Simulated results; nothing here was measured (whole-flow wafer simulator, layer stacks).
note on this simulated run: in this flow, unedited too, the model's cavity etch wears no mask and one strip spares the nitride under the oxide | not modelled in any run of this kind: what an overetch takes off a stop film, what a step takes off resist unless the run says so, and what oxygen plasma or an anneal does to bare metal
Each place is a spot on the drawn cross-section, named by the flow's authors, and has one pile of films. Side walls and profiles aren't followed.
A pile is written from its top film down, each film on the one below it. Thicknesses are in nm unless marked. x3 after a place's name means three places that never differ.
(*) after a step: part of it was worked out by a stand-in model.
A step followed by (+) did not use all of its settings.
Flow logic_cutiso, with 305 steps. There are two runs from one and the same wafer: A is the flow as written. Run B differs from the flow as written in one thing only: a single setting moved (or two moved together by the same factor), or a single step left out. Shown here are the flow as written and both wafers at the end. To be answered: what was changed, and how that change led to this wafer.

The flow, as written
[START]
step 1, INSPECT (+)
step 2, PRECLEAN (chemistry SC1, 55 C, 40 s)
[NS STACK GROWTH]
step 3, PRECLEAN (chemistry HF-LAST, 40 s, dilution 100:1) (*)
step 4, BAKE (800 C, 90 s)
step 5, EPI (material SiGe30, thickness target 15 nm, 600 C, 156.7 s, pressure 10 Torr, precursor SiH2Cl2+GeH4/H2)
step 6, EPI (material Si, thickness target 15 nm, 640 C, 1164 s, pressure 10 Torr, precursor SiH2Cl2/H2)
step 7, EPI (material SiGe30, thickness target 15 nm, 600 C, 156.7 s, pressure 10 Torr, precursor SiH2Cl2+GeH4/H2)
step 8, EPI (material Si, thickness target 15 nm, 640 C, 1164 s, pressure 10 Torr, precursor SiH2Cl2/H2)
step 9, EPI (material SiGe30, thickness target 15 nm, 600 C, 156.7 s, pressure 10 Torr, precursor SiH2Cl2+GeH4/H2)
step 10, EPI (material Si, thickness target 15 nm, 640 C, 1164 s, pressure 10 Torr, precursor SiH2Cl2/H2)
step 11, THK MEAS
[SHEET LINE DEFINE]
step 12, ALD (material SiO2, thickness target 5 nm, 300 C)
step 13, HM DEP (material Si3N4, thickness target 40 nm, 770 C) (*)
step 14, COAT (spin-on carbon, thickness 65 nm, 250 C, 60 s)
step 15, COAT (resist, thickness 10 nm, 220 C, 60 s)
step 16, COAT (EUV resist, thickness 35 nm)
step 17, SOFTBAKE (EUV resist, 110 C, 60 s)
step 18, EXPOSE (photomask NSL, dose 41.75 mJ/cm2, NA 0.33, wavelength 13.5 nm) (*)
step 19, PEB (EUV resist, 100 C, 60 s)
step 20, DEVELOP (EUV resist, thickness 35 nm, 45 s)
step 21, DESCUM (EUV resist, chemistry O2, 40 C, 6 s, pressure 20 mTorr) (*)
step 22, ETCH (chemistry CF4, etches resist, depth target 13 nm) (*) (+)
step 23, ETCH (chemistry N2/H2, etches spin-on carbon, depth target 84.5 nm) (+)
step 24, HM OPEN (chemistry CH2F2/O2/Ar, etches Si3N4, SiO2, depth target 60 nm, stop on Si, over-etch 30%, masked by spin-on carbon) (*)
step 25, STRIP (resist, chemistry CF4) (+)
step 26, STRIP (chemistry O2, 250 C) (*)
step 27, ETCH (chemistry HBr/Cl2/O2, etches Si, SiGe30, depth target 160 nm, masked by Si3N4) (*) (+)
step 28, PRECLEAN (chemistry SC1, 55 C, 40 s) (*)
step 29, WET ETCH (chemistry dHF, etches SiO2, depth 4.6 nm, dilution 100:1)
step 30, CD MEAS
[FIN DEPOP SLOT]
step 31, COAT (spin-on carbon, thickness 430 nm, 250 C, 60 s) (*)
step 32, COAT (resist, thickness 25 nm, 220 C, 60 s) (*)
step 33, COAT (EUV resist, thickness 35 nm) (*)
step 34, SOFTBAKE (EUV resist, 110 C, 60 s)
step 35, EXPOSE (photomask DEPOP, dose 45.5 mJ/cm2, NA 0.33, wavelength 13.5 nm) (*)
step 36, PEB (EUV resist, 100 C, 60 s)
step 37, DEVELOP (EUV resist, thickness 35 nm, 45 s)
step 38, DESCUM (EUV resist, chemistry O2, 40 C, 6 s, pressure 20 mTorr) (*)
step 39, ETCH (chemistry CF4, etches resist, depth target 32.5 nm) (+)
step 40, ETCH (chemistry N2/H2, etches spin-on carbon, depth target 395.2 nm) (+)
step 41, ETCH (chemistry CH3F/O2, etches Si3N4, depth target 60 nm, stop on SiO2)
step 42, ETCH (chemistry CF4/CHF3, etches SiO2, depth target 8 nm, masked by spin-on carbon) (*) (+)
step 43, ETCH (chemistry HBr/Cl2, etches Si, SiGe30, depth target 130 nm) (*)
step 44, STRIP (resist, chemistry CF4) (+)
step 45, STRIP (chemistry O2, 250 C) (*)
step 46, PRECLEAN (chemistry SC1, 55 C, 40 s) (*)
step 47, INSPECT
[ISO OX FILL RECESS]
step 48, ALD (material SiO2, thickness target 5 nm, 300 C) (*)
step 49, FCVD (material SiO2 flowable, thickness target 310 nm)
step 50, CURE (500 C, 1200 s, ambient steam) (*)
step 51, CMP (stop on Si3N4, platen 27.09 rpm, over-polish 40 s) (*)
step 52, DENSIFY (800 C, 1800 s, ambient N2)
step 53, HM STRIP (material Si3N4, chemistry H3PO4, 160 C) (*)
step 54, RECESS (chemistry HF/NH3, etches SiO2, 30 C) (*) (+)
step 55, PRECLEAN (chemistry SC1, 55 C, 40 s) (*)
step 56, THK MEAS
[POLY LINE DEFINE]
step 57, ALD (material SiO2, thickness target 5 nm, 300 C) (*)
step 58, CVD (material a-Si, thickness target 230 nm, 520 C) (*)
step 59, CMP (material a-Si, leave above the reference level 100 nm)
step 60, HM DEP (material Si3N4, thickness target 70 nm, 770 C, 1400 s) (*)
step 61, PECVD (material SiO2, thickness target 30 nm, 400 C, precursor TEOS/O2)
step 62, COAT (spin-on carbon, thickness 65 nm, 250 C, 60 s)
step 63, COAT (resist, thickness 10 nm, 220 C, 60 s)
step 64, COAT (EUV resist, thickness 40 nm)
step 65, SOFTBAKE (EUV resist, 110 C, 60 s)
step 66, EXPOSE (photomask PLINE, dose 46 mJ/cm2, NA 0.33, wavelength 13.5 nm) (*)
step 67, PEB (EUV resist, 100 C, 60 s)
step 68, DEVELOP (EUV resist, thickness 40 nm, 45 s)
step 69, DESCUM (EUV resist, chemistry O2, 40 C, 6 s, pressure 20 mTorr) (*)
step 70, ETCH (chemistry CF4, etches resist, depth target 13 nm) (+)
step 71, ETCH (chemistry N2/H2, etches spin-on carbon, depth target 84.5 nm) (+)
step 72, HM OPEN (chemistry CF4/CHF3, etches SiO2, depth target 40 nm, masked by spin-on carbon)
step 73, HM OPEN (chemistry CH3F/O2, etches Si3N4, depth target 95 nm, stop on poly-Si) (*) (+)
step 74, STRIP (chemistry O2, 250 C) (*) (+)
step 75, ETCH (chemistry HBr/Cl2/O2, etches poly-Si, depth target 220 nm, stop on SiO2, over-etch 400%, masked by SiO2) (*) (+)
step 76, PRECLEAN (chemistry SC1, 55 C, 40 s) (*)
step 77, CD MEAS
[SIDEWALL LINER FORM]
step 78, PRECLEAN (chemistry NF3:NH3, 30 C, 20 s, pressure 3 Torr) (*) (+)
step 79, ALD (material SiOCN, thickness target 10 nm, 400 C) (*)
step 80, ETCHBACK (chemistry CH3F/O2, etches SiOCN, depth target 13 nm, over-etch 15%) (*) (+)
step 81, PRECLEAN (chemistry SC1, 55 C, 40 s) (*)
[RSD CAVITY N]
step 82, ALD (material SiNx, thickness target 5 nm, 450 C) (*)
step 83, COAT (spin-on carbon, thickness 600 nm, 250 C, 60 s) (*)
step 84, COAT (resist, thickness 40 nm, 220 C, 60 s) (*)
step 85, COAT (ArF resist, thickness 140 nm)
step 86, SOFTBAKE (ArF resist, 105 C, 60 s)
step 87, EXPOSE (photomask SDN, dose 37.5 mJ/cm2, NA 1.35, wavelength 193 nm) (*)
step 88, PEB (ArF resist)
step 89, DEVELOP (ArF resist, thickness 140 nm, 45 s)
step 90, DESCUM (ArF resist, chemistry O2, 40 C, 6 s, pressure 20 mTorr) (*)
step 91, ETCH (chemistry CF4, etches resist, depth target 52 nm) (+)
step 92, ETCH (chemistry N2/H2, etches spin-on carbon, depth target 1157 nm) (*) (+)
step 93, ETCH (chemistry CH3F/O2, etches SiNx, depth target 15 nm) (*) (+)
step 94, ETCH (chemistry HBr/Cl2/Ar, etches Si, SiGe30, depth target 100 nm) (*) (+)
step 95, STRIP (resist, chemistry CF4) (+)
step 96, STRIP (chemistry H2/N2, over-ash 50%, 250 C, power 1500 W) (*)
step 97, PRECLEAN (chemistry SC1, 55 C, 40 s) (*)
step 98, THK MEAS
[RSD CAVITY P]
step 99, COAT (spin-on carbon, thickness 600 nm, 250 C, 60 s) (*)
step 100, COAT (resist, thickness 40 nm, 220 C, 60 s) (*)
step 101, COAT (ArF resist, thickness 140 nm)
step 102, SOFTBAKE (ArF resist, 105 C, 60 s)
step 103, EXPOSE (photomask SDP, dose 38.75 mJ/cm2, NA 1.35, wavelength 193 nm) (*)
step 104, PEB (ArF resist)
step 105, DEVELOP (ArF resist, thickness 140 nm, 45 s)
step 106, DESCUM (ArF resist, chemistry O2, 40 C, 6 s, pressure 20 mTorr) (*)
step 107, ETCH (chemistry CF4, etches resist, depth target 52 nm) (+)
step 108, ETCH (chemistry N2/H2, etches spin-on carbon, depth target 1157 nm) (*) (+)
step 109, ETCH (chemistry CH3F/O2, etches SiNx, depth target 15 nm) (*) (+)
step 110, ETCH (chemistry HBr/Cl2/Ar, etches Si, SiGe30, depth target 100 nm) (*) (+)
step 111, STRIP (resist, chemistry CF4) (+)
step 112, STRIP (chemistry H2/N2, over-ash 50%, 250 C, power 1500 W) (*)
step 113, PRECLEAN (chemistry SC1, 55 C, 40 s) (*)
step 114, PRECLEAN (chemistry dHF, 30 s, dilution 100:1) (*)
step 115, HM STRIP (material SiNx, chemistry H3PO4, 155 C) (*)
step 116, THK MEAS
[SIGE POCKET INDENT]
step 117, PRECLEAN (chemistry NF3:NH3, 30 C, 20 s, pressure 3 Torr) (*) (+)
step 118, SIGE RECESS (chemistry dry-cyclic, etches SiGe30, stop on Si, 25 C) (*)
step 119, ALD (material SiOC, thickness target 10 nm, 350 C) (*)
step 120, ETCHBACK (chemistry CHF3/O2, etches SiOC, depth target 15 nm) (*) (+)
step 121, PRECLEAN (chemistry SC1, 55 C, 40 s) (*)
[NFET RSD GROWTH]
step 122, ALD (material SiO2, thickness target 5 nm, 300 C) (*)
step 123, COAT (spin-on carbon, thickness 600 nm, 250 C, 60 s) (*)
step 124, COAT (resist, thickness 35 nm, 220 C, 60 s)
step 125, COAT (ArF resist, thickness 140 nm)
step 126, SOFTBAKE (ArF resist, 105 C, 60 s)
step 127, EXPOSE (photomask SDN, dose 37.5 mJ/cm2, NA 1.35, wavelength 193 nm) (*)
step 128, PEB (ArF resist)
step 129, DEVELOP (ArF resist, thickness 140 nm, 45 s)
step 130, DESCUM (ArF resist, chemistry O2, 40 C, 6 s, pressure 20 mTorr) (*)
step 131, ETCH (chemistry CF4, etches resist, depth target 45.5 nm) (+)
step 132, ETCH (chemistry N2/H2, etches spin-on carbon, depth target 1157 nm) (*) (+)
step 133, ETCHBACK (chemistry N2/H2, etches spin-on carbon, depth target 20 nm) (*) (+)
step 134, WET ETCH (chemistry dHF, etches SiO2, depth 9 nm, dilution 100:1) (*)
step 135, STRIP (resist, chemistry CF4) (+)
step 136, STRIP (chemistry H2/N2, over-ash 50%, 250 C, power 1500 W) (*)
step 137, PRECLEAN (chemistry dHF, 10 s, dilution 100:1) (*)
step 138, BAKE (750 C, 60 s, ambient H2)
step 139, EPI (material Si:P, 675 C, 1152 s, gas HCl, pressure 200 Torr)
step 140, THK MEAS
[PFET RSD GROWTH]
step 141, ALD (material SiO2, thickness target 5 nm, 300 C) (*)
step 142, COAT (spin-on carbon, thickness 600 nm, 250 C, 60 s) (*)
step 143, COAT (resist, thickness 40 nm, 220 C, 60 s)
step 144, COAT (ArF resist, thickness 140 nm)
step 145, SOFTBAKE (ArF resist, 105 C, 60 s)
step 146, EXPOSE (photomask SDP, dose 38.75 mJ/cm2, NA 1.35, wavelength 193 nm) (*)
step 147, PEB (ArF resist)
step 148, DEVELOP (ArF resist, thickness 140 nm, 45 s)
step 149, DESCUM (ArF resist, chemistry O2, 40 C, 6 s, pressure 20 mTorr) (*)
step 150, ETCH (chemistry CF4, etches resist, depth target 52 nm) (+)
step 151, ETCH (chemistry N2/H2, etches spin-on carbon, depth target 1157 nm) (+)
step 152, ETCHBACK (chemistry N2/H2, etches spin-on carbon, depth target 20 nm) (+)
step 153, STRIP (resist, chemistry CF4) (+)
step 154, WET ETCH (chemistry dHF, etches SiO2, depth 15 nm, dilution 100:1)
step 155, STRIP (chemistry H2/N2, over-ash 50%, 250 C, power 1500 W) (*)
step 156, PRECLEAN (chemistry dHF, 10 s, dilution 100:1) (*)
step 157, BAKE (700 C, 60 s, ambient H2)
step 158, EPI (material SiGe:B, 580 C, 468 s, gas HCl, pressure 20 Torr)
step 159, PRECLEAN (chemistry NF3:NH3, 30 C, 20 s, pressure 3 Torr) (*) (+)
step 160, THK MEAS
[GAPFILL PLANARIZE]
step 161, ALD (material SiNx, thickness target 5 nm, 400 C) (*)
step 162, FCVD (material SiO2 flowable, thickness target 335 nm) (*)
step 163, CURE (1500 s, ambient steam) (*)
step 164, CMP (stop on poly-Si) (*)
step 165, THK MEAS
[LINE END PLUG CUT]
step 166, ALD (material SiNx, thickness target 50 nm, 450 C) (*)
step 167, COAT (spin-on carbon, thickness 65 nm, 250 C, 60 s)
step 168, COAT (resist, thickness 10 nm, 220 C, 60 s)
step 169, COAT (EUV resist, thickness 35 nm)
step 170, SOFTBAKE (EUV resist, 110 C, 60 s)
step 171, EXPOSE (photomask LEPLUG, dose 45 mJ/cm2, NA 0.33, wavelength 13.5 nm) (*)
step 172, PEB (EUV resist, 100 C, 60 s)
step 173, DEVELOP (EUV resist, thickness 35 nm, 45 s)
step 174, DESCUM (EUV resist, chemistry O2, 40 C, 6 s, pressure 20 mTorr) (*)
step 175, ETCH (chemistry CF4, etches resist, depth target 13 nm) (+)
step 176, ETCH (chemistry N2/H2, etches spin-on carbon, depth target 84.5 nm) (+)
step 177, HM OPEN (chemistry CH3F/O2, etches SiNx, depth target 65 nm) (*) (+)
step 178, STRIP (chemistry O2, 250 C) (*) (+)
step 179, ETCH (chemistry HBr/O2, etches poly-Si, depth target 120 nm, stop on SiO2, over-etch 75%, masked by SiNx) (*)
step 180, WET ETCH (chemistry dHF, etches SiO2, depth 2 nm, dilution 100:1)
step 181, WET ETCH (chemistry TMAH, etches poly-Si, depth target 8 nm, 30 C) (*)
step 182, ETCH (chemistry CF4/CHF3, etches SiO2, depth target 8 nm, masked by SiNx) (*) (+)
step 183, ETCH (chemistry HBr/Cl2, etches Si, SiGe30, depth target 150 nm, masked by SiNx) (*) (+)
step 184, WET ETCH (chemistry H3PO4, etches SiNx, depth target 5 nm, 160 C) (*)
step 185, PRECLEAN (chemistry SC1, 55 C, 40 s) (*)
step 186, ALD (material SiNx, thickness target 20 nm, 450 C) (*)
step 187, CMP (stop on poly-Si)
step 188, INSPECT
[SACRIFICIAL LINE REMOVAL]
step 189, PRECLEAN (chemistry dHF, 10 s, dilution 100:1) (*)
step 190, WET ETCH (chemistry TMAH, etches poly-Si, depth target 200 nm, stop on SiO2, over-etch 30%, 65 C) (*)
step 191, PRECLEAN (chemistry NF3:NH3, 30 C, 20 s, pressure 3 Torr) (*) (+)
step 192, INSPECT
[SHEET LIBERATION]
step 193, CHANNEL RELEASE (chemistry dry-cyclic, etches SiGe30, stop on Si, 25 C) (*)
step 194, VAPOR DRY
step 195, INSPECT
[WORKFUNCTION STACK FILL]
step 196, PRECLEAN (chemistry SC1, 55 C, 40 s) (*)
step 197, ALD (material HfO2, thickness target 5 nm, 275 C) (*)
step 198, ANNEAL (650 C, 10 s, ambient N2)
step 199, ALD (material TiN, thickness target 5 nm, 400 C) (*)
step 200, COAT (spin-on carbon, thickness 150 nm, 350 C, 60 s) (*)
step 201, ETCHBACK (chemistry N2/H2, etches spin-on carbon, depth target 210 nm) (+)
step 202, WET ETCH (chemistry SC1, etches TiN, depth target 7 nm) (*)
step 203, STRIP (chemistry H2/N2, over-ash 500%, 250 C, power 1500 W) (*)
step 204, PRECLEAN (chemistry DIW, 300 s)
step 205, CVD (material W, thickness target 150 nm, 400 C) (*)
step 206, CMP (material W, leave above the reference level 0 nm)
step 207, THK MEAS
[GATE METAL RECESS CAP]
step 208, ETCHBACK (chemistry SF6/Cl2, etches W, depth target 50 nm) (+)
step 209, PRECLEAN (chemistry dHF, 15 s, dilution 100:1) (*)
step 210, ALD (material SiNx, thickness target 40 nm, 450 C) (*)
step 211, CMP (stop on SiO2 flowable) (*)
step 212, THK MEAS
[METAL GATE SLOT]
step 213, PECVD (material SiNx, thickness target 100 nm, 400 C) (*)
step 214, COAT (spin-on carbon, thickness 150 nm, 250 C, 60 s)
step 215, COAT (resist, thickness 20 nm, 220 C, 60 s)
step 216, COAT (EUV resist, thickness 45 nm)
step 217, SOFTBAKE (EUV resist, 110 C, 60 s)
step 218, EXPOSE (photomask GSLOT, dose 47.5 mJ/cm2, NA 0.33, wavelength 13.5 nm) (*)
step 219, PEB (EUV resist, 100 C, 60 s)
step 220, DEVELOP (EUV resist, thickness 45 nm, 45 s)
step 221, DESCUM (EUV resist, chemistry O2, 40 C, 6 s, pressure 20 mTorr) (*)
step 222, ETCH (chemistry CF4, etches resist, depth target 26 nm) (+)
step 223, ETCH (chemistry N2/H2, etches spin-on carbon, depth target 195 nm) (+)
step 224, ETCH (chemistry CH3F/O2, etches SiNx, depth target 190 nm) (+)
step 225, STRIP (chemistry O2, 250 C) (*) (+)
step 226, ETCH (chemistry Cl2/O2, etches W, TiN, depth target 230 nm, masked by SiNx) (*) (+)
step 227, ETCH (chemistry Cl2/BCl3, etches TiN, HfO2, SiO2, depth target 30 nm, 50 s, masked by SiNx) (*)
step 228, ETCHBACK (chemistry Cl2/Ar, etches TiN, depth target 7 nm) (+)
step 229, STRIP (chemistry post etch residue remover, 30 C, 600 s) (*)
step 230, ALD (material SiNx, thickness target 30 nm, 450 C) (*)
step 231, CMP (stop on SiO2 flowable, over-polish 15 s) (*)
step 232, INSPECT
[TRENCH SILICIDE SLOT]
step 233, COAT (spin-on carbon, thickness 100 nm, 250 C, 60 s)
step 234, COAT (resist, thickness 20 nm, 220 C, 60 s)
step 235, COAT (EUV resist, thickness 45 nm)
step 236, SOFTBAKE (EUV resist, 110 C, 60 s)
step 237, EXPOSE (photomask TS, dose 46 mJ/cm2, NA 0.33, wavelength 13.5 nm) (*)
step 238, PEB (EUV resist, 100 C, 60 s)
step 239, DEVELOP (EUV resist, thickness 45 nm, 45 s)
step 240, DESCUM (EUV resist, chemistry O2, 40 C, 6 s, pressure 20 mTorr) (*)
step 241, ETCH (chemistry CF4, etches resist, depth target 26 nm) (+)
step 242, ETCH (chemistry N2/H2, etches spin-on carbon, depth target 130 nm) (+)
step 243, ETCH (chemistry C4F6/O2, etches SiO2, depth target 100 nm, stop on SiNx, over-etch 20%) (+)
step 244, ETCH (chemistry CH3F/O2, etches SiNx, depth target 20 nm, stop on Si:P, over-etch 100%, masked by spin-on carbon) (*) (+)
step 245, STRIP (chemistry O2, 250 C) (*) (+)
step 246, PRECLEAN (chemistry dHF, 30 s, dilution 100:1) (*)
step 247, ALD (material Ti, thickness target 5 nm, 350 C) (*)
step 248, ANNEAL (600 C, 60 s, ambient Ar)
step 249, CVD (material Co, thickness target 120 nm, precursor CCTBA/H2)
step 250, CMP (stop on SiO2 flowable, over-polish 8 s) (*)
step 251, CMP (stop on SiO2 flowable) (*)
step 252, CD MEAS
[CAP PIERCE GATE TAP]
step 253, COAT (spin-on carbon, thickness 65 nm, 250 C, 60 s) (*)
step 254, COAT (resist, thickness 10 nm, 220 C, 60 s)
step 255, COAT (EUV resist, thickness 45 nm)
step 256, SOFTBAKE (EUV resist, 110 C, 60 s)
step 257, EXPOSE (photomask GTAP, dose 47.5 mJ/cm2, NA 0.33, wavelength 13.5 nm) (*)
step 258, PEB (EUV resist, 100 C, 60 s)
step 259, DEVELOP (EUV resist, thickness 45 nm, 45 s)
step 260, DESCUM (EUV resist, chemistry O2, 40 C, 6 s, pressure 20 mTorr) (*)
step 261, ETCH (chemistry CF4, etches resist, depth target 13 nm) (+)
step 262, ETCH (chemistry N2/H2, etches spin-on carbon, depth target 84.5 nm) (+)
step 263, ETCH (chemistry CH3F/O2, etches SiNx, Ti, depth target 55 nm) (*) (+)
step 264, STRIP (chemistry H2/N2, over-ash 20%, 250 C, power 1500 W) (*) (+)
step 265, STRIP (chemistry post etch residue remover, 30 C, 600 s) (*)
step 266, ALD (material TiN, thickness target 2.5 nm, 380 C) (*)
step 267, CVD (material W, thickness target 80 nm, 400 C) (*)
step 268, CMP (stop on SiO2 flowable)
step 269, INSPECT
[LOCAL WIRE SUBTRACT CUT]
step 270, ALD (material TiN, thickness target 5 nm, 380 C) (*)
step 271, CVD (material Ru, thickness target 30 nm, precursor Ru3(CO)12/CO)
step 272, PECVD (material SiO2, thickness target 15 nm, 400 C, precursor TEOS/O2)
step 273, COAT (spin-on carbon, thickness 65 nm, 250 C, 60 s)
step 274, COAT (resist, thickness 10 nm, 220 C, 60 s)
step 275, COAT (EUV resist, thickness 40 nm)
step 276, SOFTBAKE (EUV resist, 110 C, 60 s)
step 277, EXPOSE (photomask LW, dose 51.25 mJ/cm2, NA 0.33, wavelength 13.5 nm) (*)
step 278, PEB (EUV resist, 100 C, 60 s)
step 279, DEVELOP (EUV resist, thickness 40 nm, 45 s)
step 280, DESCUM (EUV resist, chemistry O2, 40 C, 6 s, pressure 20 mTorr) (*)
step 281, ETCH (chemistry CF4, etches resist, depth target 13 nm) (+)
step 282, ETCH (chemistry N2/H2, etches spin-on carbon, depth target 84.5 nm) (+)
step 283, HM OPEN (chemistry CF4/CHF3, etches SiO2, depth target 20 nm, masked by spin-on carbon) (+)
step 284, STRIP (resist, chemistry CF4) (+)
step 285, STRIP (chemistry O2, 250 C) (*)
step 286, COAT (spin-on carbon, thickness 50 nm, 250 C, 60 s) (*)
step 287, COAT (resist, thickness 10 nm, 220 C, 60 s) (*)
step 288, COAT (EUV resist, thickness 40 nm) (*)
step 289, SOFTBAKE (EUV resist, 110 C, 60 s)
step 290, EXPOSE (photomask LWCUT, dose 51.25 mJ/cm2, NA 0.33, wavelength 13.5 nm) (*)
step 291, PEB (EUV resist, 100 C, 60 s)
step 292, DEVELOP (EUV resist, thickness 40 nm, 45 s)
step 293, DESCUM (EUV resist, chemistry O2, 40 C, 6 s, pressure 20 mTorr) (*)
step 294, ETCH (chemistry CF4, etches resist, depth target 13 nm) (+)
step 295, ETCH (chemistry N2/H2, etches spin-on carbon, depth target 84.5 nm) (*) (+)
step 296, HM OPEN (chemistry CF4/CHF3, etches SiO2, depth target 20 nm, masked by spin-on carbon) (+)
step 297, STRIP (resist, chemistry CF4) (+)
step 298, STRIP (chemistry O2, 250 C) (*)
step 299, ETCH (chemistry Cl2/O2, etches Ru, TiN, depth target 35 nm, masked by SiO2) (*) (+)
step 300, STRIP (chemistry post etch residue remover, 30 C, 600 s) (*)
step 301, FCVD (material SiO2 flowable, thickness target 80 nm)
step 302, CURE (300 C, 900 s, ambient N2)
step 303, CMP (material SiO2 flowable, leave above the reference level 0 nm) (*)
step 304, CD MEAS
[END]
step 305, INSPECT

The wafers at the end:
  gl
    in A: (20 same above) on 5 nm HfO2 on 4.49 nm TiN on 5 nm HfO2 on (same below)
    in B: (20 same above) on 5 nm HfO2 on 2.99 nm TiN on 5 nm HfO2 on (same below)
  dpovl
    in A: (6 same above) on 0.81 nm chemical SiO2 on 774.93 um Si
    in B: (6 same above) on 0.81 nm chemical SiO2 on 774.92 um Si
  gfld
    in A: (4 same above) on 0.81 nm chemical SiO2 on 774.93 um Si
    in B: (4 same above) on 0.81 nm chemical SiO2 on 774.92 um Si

The reason: step 5, EPI: thickness target 13.5 nm was run, though the flow has thickness target 15 nm; step 5, EPI: 141 s was run, where the flow has 156.7 s.

The path from the change to this, step by step:
  step 5, EPI (material SiGe30, thickness target 15 nm, 600 C, 156.7 s, pressure 10 Torr, precursor SiH2Cl2+GeH4/H2)
      depop, dpovl, gfld and 19 more: A +15 SiGe30 (new film) | B +13.5 SiGe30 (new film)
  step 27, ETCH (chemistry HBr/Cl2/O2, etches Si, SiGe30, depth target 160 nm, masked by Si3N4) (*) (+)
      gfld, gxf, iso, lnri: A -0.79 chemical SiO2 (all of it), -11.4 Si (all of it), -15 SiGe30 (all of it), -15 Si (all of it), -15 SiGe30 (all of it), -15 Si (all of it), -15 SiGe30 (all of it), -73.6 Si | B -0.79 chemical SiO2 (all of it), -11.4 Si (all of it), -15 SiGe30 (all of it), -15 Si (all of it), -15 SiGe30 (all of it), -15 Si (all of it), -13.5 SiGe30 (all of it), -75.1 Si
      dpovl, nsgap: A -0.79 chemical SiO2 (all of it), -11.8 Si (all of it), -15 SiGe30 (all of it), -15 Si (all of it), -15 SiGe30 (all of it), -15 Si (all of it), -15 SiGe30 (all of it), -73.2 Si | B -0.79 chemical SiO2 (all of it), -11.8 Si (all of it), -15 SiGe30 (all of it), -15 Si (all of it), -15 SiGe30 (all of it), -15 Si (all of it), -13.5 SiGe30 (all of it), -74.7 Si
      (also at 1 further place)
  step 43, ETCH (chemistry HBr/Cl2, etches Si, SiGe30, depth target 130 nm) (*)
      depop: A -14 Si (all of it), -15 SiGe30 (all of it), -15 Si (all of it), -15 SiGe30 (all of it), -15 Si (all of it), -15 SiGe30 (all of it), -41 Si | B -14 Si (all of it), -15 SiGe30 (all of it), -15 Si (all of it), -15 SiGe30 (all of it), -15 Si (all of it), -13.5 SiGe30 (all of it), -42.5 Si
  step 94, ETCH (chemistry HBr/Cl2/Ar, etches Si, SiGe30, depth target 100 nm) (*) (+)
      rsdn, rsdx: A -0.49 chemical SiO2 (all of it), -12.8 Si (all of it), -15 SiGe30 (all of it), -15 Si (all of it), -15 SiGe30 (all of it), -15 Si (all of it), -15 SiGe30 (all of it), -12.2 Si | B -0.49 chemical SiO2 (all of it), -12.8 Si (all of it), -15 SiGe30 (all of it), -15 Si (all of it), -15 SiGe30 (all of it), -15 Si (all of it), -13.5 SiGe30 (all of it), -13.7 Si
  step 110, ETCH (chemistry HBr/Cl2/Ar, etches Si, SiGe30, depth target 100 nm) (*) (+)
      rsdp, rsdw: A -0.49 chemical SiO2 (all of it), -12.8 Si (all of it), -15 SiGe30 (all of it), -15 Si (all of it), -15 SiGe30 (all of it), -15 Si (all of it), -15 SiGe30 (all of it), -12.2 Si | B -0.49 chemical SiO2 (all of it), -12.8 Si (all of it), -15 SiGe30 (all of it), -15 Si (all of it), -15 SiGe30 (all of it), -15 Si (all of it), -13.5 SiGe30 (all of it), -13.7 Si
  step 118, SIGE RECESS (chemistry dry-cyclic, etches SiGe30, stop on Si, 25 C) (*)
      lnr, lnrp, lnrt: A -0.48 SiOCN, -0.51 Si, +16 cavity (new film), -15 SiGe30 (all of it), -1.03 Si, +16 cavity (new film), -15 SiGe30 (all of it), -1.03 Si, +16 cavity (new film), -15 SiGe30 (all of it), -0.51 Si | B -0.48 SiOCN, -0.51 Si, +16 cavity (new film), -15 SiGe30 (all of it), -1.03 Si, +16 cavity (new film), -15 SiGe30 (all of it), -1.03 Si, +14.5 cavity (new film), -13.5 SiGe30 (all of it), -0.51 Si
  step 119, ALD (material SiOC, thickness target 10 nm, 350 C) (*)
      lnr, lnrp, lnrt: A +10 SiOC (new film), +16 SiOC (new film), -16 cavity (all of it), +16 SiOC (new film), -16 cavity (all of it), +16 SiOC (new film), -16 cavity (all of it) | B +10 SiOC (new film), +16 SiOC (new film), -16 cavity (all of it), +16 SiOC (new film), -16 cavity (all of it), +14.5 SiOC (new film), -14.5 cavity (all of it)
  step 183, ETCH (chemistry HBr/Cl2, etches Si, SiGe30, depth target 150 nm, masked by SiNx) (*) (+)
      plug: A -13.6 Si (all of it), -15 SiGe30 (all of it), -15 Si (all of it), -15 SiGe30 (all of it), -15 Si (all of it), -15 SiGe30 (all of it), -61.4 Si | B -13.6 Si (all of it), -15 SiGe30 (all of it), -15 Si (all of it), -15 SiGe30 (all of it), -15 Si (all of it), -13.5 SiGe30 (all of it), -62.9 Si
  step 193, CHANNEL RELEASE (chemistry dry-cyclic, etches SiGe30, stop on Si, 25 C) (*)
      gl, glp, gxn, gxp, ns, tap: A +0.8 chemical SiO2 (new film), -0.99 Si, +0.8 chemical SiO2 (new film), +14.5 cavity (new film), +0.8 chemical SiO2 (new film), -15 SiGe30 (all of it), -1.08 Si, +0.8 chemical SiO2 (new film), +14.5 cavity (new film), +0.8 chemical SiO2 (new film), -15 SiGe30 (all of it), -1.08 Si, +0.8 chemical SiO2 (new film), +14.5 cavity (new film), +0.8 chemical SiO2 (new film), -15 SiGe30 (all of it), -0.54 Si | B +0.8 chemical SiO2 (new film), -0.99 Si, +0.8 chemical SiO2 (new film), +14.5 cavity (new film), +0.8 chemical SiO2 (new film), -15 SiGe30 (all of it), -1.08 Si, +0.8 chemical SiO2 (new film), +14.5 cavity (new film), +0.8 chemical SiO2 (new film), -15 SiGe30 (all of it), -1.08 Si, +0.8 chemical SiO2 (new film), +13 cavity (new film), +0.8 chemical SiO2 (new film), -13.5 SiGe30 (all of it), -0.54 Si
  step 199, ALD (material TiN, thickness target 5 nm, 400 C) (*)
      gl, glp, tap: A +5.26 TiN (new film), +4.49 TiN (new film), -4.49 cavity (all of it), +4.49 TiN (new film), -4.49 cavity (all of it), +4.49 TiN (new film), -4.49 cavity (all of it) | B +5.26 TiN (new film), +4.49 TiN (new film), -4.49 cavity (all of it), +4.49 TiN (new film), -4.49 cavity (all of it), +2.99 TiN (new film), -2.99 cavity (all of it)
      gxn, gxp, ns: A +5 TiN (new film), +4.49 TiN (new film), -4.49 cavity (all of it), +4.49 TiN (new film), -4.49 cavity (all of it), +4.49 TiN (new film), -4.49 cavity (all of it) | B +5 TiN (new film), +4.49 TiN (new film), -4.49 cavity (all of it), +4.49 TiN (new film), -4.49 cavity (all of it), +2.99 TiN (new film), -2.99 cavity (all of it)
